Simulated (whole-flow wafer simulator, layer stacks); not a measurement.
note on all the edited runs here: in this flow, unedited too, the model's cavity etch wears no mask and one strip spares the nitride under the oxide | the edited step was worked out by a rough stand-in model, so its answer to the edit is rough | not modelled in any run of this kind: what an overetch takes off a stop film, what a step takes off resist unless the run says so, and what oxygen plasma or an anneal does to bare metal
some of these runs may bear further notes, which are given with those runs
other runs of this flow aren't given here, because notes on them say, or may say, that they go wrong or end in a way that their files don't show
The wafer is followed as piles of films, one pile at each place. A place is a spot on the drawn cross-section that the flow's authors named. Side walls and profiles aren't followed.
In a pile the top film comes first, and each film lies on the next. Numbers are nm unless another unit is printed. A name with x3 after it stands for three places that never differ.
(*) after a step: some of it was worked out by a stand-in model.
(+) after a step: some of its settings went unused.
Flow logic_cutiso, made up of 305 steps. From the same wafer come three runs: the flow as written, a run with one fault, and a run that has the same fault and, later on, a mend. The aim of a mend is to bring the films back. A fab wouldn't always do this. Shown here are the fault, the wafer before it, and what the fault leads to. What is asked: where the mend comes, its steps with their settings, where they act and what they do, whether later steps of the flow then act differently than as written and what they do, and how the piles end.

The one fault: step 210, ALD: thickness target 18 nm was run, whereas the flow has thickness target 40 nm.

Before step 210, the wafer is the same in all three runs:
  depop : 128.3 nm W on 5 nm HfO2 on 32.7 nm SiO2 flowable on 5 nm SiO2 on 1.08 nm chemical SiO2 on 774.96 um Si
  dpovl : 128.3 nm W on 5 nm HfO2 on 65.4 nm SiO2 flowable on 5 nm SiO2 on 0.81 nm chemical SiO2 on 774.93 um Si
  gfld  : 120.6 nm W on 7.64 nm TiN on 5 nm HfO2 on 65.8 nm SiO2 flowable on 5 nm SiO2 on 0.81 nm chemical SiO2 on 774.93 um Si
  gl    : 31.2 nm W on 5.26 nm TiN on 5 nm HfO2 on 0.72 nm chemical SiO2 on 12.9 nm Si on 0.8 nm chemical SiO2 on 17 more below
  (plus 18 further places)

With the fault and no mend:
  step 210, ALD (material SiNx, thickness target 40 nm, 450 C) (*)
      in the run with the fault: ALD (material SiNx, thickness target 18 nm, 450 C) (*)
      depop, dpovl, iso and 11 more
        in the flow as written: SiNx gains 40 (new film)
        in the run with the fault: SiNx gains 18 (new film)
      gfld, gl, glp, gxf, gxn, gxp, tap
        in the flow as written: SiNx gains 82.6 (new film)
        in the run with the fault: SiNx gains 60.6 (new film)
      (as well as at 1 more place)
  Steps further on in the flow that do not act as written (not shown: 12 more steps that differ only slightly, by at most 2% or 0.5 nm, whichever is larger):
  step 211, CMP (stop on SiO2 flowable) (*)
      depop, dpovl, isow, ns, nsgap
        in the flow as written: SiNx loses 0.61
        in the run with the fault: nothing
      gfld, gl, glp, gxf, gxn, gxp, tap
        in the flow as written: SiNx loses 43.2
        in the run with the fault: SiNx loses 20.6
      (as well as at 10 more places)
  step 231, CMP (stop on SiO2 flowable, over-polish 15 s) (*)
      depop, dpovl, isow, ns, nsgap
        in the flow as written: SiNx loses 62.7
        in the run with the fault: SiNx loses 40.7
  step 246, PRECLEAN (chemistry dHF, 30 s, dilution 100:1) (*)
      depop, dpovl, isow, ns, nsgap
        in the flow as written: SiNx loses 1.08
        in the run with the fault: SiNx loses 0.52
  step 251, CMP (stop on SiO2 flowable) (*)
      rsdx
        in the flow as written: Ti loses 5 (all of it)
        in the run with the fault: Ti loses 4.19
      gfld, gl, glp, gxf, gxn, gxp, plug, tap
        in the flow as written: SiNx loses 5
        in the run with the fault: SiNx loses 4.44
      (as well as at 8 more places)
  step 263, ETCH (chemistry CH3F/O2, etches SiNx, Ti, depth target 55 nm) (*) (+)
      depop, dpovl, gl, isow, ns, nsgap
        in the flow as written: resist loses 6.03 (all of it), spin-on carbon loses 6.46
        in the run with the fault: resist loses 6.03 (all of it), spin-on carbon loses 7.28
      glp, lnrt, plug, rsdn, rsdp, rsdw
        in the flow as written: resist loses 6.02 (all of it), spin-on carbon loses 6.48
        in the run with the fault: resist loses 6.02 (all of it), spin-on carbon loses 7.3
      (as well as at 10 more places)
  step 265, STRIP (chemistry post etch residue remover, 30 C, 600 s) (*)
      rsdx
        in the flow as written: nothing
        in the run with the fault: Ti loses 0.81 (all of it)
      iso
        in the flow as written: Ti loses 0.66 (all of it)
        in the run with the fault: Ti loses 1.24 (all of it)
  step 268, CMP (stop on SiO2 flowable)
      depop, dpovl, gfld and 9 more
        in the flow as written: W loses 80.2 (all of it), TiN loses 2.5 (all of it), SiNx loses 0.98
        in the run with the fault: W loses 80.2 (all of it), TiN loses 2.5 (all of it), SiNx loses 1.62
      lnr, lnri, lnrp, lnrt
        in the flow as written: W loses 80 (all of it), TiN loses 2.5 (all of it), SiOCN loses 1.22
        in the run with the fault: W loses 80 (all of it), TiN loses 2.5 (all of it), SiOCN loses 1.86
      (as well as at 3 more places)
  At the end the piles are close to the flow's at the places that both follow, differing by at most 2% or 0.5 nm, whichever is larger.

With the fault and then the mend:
  After step 210 comes the mend.
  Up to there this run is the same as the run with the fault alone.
  step 210a, ALD (material SiNx, thickness target 22 nm, 450 C) (*) (the flow's step 210 again, with other settings)
      depop, dpovl, gfld and 19 more
        SiNx gains 22
  Steps further on in the flow that do not act as written (not shown: 3 more steps that differ only slightly, by at most 2% or 0.5 nm, whichever is larger):
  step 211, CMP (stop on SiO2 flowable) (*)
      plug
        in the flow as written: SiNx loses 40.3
        in the run with the mend: SiNx loses 37.7
  At the end the piles are close to the flow's at the places that both follow, differing by at most 2% or 0.5 nm, whichever is larger.
